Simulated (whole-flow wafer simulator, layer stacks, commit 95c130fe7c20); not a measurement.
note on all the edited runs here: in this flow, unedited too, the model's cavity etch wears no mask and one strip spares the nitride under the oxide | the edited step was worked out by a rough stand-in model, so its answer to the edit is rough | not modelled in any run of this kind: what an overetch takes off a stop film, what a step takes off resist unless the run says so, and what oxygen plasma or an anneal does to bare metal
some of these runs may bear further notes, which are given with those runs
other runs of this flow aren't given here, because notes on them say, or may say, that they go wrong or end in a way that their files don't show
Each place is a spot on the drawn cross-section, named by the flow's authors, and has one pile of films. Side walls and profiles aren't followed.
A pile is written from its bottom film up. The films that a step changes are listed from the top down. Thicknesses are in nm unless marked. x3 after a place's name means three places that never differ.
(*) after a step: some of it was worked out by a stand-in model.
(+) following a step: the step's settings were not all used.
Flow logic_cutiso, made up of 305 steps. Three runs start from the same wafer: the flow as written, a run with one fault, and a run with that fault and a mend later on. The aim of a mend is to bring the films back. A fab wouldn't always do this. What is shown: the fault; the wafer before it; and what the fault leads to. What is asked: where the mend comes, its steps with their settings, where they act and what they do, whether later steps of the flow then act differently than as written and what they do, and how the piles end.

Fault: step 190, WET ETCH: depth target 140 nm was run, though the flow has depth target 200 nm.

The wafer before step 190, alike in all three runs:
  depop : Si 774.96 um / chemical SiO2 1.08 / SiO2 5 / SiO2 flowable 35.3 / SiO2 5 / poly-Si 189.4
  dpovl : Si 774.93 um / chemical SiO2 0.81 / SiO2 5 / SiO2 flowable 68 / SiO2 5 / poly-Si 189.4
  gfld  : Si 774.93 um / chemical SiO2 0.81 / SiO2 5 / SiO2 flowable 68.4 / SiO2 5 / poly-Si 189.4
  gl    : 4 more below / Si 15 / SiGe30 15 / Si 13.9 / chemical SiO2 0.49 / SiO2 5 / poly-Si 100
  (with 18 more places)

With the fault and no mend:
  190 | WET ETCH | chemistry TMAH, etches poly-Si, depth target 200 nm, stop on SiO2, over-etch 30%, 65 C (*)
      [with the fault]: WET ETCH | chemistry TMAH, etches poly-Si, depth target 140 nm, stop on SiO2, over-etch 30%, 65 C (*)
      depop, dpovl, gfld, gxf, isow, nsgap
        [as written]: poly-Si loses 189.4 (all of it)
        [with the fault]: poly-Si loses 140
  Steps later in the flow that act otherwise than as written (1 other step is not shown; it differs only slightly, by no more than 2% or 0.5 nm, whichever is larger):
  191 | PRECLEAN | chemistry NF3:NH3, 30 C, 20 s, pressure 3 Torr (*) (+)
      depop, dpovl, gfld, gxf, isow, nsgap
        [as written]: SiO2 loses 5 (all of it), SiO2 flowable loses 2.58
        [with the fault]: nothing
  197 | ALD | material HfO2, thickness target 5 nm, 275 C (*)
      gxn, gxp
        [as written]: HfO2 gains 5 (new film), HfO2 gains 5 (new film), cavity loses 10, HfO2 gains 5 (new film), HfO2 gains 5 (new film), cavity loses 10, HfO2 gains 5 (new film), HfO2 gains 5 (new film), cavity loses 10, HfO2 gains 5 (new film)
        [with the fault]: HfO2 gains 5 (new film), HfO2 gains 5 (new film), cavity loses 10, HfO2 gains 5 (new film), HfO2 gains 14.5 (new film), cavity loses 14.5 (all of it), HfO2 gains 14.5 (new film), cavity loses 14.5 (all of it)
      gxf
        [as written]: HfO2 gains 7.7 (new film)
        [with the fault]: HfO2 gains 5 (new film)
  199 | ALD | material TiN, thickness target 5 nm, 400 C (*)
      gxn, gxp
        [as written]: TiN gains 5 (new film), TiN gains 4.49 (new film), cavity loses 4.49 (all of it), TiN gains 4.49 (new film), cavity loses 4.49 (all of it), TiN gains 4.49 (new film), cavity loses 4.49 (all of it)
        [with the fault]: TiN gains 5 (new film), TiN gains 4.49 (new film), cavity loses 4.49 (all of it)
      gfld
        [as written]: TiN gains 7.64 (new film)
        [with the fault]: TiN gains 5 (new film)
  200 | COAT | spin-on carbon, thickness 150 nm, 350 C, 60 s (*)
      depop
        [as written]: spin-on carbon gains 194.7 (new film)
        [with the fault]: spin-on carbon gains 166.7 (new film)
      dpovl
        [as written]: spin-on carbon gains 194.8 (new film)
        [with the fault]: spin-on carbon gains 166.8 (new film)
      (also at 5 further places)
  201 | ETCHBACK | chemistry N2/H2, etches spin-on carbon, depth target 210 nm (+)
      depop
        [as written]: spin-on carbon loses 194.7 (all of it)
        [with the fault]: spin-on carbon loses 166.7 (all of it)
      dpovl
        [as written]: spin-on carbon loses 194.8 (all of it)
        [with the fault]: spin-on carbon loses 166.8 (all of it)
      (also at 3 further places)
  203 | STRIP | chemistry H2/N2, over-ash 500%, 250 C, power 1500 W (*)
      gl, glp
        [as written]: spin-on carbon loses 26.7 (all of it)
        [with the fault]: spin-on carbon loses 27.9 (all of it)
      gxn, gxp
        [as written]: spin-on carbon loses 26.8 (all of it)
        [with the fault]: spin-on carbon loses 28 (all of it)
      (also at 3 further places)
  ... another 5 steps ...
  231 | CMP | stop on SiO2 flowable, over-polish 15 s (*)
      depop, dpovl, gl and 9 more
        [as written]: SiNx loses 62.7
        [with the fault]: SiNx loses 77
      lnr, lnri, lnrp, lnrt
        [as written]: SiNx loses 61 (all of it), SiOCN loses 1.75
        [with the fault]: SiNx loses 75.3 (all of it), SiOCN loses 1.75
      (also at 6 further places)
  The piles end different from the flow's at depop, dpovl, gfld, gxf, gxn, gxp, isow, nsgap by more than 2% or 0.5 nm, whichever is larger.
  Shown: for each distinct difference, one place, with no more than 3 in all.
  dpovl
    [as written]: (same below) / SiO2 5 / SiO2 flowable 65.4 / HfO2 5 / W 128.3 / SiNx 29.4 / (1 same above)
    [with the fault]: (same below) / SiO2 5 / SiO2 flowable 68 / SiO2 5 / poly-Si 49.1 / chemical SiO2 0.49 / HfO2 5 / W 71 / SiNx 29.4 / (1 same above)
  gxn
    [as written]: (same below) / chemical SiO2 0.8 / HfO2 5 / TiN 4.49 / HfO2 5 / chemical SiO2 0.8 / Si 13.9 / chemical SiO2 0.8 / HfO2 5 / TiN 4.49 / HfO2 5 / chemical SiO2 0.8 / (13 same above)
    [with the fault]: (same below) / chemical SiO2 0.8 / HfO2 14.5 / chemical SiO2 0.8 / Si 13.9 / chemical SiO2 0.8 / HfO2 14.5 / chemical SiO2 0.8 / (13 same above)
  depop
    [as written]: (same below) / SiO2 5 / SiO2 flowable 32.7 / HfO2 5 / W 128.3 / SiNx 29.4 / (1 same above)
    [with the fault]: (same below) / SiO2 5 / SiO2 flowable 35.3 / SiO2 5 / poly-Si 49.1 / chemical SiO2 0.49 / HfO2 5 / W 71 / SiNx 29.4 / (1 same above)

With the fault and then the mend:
  After step 190 comes the mend.
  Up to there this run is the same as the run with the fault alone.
  190a | WET ETCH | chemistry TMAH, etches poly-Si, depth target 60 nm, stop on SiO2, over-etch 30%, 65 C (*) (the flow's step 190 again, with other settings)
      depop, dpovl, gfld, gxf, isow, nsgap
        poly-Si loses 49.4 (all of it)
  None of the later steps of the flow acts differently than as written at any place that is followed.
  The piles end the same as the flow's at every place that both follow.
